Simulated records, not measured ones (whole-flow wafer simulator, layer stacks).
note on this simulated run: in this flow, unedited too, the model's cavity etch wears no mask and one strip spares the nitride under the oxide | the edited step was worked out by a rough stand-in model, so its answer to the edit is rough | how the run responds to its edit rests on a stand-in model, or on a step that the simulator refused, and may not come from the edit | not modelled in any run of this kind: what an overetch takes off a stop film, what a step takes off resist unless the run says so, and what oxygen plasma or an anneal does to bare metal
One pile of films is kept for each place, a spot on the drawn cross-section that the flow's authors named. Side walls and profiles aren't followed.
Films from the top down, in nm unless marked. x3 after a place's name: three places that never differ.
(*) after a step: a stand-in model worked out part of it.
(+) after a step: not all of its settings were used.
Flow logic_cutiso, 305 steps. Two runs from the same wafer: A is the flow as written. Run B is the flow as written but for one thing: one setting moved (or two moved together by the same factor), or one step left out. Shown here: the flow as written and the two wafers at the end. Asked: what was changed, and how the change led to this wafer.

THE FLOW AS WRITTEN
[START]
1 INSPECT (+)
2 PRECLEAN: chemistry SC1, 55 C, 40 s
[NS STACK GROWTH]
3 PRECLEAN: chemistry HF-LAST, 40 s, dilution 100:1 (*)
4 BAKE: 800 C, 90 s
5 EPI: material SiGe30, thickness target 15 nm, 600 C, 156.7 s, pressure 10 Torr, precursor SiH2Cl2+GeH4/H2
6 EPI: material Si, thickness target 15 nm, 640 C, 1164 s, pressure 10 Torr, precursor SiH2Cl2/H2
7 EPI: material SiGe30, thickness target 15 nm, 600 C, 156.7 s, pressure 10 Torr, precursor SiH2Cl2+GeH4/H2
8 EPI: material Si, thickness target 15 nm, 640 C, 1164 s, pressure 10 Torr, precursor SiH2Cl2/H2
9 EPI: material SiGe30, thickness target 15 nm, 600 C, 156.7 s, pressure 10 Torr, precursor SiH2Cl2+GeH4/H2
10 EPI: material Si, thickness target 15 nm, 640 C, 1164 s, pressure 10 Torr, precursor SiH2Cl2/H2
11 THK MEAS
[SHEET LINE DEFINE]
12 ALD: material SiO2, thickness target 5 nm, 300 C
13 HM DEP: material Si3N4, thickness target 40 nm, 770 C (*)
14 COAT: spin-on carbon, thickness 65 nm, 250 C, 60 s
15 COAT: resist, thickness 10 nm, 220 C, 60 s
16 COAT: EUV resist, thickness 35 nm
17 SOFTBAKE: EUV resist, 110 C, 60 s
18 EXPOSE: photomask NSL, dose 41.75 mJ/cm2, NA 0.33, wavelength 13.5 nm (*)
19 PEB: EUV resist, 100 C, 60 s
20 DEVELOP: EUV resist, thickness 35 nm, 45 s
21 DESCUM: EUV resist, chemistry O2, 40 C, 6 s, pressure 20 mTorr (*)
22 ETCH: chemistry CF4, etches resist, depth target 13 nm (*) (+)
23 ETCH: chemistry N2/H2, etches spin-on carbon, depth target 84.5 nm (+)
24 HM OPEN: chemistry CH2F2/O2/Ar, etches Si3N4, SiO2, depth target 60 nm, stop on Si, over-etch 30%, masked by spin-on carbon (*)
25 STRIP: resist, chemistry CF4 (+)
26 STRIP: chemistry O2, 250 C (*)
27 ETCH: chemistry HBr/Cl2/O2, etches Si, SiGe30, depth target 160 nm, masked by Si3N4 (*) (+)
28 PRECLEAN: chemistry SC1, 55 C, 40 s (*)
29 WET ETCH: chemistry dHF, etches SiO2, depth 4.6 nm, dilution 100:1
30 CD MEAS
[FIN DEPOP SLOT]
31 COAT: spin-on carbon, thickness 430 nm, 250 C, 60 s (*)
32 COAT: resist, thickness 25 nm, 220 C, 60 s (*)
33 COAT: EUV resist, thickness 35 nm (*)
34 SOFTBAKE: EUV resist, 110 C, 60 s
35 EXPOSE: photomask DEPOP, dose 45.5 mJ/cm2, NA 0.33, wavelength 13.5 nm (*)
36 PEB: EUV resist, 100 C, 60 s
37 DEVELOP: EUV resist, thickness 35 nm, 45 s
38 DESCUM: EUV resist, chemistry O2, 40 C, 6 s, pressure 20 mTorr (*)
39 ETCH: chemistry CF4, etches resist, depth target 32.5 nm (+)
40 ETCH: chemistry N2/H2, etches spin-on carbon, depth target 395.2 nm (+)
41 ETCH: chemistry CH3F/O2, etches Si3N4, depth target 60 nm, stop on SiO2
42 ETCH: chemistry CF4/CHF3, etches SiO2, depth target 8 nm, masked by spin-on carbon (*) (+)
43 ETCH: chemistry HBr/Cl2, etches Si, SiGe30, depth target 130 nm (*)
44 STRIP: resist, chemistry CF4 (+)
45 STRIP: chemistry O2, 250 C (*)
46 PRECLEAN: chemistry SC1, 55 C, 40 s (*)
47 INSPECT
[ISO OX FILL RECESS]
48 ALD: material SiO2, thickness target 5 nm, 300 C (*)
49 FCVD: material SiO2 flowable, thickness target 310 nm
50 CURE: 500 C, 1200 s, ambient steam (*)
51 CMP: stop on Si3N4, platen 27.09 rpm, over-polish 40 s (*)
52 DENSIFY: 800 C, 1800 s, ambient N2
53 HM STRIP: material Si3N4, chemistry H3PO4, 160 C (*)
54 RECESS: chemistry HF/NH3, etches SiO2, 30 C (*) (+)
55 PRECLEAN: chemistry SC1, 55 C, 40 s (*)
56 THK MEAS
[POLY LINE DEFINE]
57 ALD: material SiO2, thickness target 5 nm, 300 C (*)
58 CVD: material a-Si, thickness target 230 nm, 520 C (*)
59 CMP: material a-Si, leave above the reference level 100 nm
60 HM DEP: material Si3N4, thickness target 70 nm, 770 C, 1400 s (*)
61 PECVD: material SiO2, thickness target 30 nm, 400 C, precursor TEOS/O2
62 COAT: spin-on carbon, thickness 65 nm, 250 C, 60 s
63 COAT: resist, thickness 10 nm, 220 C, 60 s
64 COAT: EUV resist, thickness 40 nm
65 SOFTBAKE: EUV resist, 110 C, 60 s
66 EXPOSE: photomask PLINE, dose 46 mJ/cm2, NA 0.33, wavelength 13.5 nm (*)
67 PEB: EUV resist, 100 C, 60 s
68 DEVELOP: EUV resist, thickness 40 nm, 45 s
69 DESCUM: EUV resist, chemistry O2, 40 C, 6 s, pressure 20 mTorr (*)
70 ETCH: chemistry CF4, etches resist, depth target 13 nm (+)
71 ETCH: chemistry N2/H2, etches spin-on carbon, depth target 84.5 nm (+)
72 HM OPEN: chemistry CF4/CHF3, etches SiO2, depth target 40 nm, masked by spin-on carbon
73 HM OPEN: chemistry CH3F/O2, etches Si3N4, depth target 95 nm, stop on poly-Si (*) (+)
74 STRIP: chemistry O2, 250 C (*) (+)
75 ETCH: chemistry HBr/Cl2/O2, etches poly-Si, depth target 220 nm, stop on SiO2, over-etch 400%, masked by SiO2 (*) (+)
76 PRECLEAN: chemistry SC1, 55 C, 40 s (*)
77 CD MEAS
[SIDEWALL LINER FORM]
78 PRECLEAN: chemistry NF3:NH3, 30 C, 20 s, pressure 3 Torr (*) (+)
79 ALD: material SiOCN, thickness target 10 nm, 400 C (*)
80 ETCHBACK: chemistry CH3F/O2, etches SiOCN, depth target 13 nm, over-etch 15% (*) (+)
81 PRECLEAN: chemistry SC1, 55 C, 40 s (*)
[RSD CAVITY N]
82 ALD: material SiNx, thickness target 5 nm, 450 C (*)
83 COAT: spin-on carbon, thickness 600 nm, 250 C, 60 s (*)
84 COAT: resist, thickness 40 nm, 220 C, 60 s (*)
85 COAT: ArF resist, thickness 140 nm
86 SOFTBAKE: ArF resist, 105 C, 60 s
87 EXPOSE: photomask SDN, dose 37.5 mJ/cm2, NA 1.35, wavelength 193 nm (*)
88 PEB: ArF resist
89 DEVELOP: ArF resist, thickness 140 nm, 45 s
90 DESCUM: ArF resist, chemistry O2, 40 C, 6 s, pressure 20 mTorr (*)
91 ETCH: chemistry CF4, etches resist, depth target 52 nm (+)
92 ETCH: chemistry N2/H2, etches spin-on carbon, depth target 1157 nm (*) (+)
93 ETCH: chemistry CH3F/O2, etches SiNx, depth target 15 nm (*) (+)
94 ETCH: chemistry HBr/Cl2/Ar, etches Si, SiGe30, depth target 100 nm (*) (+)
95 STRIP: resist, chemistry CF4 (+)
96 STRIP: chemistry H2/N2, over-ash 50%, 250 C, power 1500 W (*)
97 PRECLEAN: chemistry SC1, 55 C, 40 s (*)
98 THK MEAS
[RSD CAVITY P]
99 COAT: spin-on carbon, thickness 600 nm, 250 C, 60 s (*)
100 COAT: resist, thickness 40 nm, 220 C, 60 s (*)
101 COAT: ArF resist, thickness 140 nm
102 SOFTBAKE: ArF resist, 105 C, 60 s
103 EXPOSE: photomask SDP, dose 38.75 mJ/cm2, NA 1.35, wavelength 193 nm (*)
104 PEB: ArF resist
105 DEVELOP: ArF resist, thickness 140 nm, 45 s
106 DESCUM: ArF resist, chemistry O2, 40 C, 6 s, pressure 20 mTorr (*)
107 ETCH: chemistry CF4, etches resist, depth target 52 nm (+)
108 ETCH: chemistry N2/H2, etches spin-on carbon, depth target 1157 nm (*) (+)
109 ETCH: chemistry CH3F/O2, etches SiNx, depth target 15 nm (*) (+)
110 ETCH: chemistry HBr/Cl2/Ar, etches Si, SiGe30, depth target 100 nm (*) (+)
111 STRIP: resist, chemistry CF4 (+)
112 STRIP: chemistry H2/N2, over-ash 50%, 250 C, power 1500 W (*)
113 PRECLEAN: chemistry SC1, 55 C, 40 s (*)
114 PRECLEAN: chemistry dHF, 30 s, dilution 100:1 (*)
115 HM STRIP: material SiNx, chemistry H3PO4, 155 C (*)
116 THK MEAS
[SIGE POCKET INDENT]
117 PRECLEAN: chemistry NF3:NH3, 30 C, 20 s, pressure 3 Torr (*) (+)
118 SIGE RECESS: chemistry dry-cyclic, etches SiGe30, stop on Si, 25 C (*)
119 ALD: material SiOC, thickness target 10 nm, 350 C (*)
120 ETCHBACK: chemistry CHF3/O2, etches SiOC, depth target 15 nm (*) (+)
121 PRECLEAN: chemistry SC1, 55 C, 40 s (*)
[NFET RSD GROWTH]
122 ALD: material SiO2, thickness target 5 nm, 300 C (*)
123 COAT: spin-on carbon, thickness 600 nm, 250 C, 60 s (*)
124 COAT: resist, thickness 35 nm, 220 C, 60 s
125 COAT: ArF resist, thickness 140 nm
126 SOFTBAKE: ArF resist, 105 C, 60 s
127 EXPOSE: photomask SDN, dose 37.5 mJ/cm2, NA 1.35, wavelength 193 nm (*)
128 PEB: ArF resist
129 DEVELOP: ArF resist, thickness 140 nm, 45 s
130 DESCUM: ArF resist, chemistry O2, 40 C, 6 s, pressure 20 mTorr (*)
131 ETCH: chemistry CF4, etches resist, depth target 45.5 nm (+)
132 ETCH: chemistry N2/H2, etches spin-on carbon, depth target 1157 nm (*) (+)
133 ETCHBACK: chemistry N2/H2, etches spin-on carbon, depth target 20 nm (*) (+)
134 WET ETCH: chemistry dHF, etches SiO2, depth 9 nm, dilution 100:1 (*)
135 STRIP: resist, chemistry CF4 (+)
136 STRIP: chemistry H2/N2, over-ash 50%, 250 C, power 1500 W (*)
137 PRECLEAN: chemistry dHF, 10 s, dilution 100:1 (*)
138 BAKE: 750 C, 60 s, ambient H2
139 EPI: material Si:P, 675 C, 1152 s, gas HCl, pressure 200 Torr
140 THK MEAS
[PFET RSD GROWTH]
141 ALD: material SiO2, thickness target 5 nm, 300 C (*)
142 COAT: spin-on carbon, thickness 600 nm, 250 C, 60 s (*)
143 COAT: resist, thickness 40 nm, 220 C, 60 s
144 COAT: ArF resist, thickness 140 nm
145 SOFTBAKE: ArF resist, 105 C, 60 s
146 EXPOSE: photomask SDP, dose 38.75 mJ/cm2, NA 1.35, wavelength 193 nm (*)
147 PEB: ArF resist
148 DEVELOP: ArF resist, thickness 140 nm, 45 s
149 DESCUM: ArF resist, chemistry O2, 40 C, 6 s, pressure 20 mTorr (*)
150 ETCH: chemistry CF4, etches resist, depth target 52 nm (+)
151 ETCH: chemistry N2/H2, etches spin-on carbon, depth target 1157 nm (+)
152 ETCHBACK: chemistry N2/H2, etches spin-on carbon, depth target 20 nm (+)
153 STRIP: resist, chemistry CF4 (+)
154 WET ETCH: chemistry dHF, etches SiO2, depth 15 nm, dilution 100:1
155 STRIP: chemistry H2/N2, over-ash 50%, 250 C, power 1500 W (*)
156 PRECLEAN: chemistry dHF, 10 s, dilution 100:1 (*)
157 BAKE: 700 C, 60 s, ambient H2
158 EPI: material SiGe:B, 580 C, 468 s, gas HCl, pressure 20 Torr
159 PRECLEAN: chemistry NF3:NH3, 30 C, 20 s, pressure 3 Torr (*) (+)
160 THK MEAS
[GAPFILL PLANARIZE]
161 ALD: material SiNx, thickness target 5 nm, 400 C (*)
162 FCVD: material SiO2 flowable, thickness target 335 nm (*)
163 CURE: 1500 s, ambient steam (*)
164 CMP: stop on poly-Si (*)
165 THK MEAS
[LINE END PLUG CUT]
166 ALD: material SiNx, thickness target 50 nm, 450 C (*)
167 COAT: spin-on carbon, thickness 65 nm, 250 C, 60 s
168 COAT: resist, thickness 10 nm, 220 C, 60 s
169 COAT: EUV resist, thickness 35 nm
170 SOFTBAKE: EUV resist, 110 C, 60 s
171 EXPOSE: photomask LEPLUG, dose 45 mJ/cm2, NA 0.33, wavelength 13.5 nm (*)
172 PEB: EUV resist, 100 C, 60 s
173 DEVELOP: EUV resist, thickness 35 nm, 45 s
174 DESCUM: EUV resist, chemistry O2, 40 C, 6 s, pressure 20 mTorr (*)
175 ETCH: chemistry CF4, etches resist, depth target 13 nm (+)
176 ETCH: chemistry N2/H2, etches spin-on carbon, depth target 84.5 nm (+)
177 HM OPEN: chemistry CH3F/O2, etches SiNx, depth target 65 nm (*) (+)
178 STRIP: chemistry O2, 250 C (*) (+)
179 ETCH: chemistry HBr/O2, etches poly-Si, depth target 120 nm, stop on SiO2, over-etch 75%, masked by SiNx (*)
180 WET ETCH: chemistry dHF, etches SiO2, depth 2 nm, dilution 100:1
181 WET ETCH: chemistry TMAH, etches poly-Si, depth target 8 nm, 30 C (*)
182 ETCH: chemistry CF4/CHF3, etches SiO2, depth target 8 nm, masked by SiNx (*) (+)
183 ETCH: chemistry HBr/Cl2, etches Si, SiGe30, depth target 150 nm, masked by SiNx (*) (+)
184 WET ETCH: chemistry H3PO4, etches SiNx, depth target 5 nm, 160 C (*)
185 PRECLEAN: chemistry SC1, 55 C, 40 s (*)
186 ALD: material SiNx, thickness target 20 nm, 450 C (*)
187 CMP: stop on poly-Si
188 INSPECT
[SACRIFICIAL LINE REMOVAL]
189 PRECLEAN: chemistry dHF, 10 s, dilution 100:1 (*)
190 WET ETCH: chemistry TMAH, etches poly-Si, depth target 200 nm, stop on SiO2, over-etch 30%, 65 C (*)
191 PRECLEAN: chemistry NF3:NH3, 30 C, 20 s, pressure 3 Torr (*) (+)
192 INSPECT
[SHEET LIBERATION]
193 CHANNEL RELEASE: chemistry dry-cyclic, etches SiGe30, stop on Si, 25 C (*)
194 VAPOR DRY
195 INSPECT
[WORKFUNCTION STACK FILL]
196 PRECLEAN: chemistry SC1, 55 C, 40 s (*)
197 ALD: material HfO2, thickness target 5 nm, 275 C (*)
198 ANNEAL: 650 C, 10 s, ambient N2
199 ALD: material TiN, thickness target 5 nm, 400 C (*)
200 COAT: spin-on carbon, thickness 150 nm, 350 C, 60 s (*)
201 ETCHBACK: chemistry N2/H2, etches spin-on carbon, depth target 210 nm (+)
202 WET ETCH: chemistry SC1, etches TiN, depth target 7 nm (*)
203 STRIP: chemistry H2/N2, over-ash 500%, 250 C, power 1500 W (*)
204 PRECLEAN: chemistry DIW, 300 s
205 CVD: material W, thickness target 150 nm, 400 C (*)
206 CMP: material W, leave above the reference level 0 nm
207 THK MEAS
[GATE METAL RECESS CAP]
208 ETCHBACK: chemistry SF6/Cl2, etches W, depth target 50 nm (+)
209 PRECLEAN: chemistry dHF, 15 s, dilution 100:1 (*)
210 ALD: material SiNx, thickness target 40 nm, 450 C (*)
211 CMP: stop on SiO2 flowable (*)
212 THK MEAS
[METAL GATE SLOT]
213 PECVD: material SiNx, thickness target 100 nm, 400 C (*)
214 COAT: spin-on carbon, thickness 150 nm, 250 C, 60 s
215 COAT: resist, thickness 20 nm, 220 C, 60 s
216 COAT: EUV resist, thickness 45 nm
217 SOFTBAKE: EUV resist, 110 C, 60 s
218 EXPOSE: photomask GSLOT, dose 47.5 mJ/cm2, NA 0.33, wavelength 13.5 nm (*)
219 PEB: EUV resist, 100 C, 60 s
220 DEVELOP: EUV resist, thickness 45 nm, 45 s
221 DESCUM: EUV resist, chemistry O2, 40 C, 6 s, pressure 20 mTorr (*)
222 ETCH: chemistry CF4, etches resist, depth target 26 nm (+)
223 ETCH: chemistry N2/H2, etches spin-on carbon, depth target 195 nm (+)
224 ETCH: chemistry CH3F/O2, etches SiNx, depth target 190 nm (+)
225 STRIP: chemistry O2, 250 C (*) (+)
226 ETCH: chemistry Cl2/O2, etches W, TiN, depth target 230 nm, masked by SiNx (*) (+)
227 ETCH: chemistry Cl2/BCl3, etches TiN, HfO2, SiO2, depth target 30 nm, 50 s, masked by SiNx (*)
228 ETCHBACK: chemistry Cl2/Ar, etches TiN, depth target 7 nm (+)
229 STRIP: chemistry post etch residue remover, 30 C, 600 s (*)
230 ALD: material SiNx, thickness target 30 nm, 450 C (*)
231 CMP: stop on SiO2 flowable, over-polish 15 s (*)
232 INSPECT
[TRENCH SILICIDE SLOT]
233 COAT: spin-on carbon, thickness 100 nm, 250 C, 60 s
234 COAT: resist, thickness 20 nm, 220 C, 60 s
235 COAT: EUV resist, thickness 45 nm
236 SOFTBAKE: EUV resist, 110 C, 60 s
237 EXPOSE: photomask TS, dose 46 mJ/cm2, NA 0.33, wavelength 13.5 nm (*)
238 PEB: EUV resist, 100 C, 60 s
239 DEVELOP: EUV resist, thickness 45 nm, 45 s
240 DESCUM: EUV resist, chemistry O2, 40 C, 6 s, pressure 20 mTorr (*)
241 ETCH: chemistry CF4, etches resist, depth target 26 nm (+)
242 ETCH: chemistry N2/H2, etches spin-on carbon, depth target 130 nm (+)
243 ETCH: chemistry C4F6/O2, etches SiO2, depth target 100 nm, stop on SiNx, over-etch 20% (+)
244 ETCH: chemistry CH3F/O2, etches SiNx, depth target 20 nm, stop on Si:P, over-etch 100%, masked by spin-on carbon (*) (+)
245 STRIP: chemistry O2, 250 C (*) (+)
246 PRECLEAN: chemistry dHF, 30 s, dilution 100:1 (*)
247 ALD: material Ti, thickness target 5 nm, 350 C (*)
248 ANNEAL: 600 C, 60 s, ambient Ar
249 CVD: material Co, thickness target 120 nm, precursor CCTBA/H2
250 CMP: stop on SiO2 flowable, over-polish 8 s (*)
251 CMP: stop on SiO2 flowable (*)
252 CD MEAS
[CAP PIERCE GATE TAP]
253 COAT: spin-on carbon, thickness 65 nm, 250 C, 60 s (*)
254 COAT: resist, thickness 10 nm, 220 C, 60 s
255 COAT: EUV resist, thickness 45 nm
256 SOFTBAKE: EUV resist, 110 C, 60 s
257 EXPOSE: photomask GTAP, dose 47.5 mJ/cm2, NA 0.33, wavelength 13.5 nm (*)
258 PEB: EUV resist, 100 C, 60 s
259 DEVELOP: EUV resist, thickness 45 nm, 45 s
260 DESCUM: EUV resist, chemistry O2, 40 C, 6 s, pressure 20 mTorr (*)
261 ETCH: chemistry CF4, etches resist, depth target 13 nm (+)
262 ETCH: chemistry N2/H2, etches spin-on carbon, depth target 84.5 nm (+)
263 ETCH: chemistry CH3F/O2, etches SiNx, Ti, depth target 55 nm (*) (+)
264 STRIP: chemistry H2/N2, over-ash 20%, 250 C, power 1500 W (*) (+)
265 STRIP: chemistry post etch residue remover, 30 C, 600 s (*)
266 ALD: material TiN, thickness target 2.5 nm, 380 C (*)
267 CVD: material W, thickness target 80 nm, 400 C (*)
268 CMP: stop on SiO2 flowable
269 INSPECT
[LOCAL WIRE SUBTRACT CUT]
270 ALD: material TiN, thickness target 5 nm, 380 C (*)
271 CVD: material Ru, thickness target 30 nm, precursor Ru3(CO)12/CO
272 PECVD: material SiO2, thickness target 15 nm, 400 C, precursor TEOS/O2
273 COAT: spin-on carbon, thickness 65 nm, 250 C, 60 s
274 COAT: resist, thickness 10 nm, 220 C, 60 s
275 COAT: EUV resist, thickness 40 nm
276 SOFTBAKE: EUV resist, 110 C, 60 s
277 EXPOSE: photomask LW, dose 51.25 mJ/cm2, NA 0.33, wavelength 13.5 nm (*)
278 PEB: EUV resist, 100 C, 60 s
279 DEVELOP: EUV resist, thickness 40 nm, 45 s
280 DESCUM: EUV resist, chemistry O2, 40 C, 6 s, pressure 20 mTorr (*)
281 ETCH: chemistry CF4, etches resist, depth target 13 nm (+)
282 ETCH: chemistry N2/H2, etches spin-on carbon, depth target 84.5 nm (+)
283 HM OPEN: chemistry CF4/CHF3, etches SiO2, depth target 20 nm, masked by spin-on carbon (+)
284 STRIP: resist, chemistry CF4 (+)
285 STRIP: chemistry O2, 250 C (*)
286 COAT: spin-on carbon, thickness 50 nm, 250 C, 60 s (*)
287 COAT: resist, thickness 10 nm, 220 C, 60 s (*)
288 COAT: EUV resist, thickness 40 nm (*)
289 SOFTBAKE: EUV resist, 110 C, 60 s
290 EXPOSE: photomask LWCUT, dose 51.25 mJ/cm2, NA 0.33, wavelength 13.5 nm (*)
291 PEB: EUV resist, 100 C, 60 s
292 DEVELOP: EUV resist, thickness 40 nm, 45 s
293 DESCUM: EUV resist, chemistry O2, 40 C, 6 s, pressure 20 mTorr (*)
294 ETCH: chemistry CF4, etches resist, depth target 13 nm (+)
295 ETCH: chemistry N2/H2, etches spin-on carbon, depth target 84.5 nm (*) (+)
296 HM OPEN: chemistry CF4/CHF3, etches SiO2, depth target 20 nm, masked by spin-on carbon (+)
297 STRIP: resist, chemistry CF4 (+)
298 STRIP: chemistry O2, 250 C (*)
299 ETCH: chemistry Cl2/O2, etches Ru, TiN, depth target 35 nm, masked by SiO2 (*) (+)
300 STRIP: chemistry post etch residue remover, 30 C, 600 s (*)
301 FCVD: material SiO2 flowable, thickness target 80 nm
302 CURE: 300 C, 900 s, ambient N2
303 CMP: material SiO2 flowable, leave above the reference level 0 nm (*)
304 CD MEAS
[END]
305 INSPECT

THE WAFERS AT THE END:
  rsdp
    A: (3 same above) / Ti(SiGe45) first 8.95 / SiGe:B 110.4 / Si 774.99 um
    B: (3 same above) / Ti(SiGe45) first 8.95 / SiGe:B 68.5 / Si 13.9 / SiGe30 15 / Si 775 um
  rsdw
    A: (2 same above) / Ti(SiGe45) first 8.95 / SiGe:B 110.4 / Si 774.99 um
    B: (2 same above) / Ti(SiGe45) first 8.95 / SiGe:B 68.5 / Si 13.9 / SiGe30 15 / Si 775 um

The cause: step 110, ETCH: depth target 50 nm was run, where the flow has depth target 100 nm.

How the change led to this, step by step:
  110 ETCH: chemistry HBr/Cl2/Ar, etches Si, SiGe30, depth target 100 nm (*) (+)
      rsdp, rsdw: A chemical SiO2 -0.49 (all of it), Si -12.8 (all of it), SiGe30 -15 (all of it), Si -15 (all of it), SiGe30 -15 (all of it), Si -15 (all of it), SiGe30 -15 (all of it), Si -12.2 | B chemical SiO2 -0.49 (all of it), Si -12.8 (all of it), SiGe30 -15 (all of it), Si -15 (all of it), SiGe30 -7.17
  115 HM STRIP: material SiNx, chemistry H3PO4, 155 C (*)
      rsdp, rsdw: A chemical SiO2 +0.5 (new film), Si -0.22 | B chemical SiO2 +0.5 (new film), SiGe30 -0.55
  118 SIGE RECESS: chemistry dry-cyclic, etches SiGe30, stop on Si, 25 C (*)
      rsdp, rsdw: A nothing | B SiGe30 -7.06 (all of it)
  120 ETCHBACK: chemistry CHF3/O2, etches SiOC, depth target 15 nm (*) (+)
      rsdp, rsdw: A SiOC -10 (all of it) | B SiOC -10 (all of it), Si -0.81
  123 COAT: spin-on carbon, thickness 600 nm, 250 C, 60 s (*)
      rsdp, rsdw: A spin-on carbon +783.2 (new film) | B spin-on carbon +746.5 (new film)
  136 STRIP: chemistry H2/N2, over-ash 50%, 250 C, power 1500 W (*)
      rsdp, rsdw: A spin-on carbon -783.2 (all of it) | B spin-on carbon -746.5 (all of it)
  142 COAT: spin-on carbon, thickness 600 nm, 250 C, 60 s (*)
      rsdp: A spin-on carbon +806.8 (new film) | B spin-on carbon +769.2 (new film)
      rsdw: A spin-on carbon +806.7 (new film) | B spin-on carbon +769.2 (new film)
  151 ETCH: chemistry N2/H2, etches spin-on carbon, depth target 1157 nm (+)
      rsdp, rsdw: A spin-on carbon -800.8 (all of it) | B spin-on carbon -763.2 (all of it), SiO2 -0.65
  154 WET ETCH: chemistry dHF, etches SiO2, depth 15 nm, dilution 100:1
      rsdp: A SiO2 -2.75 (all of it), chemical SiO2 -0.49 (all of it) | B SiO2 -1.72 (all of it), chemical SiO2 -0.49 (all of it)
      rsdw: A SiO2 -2.25 (all of it), chemical SiO2 -0.49 (all of it) | B SiO2 -1.14 (all of it), chemical SiO2 -0.49 (all of it)
  158 EPI: material SiGe:B, 580 C, 468 s, gas HCl, pressure 20 Torr
      rsdp, rsdw: A SiGe:B +116.8 (new film) | B SiGe:B +75 (new film)
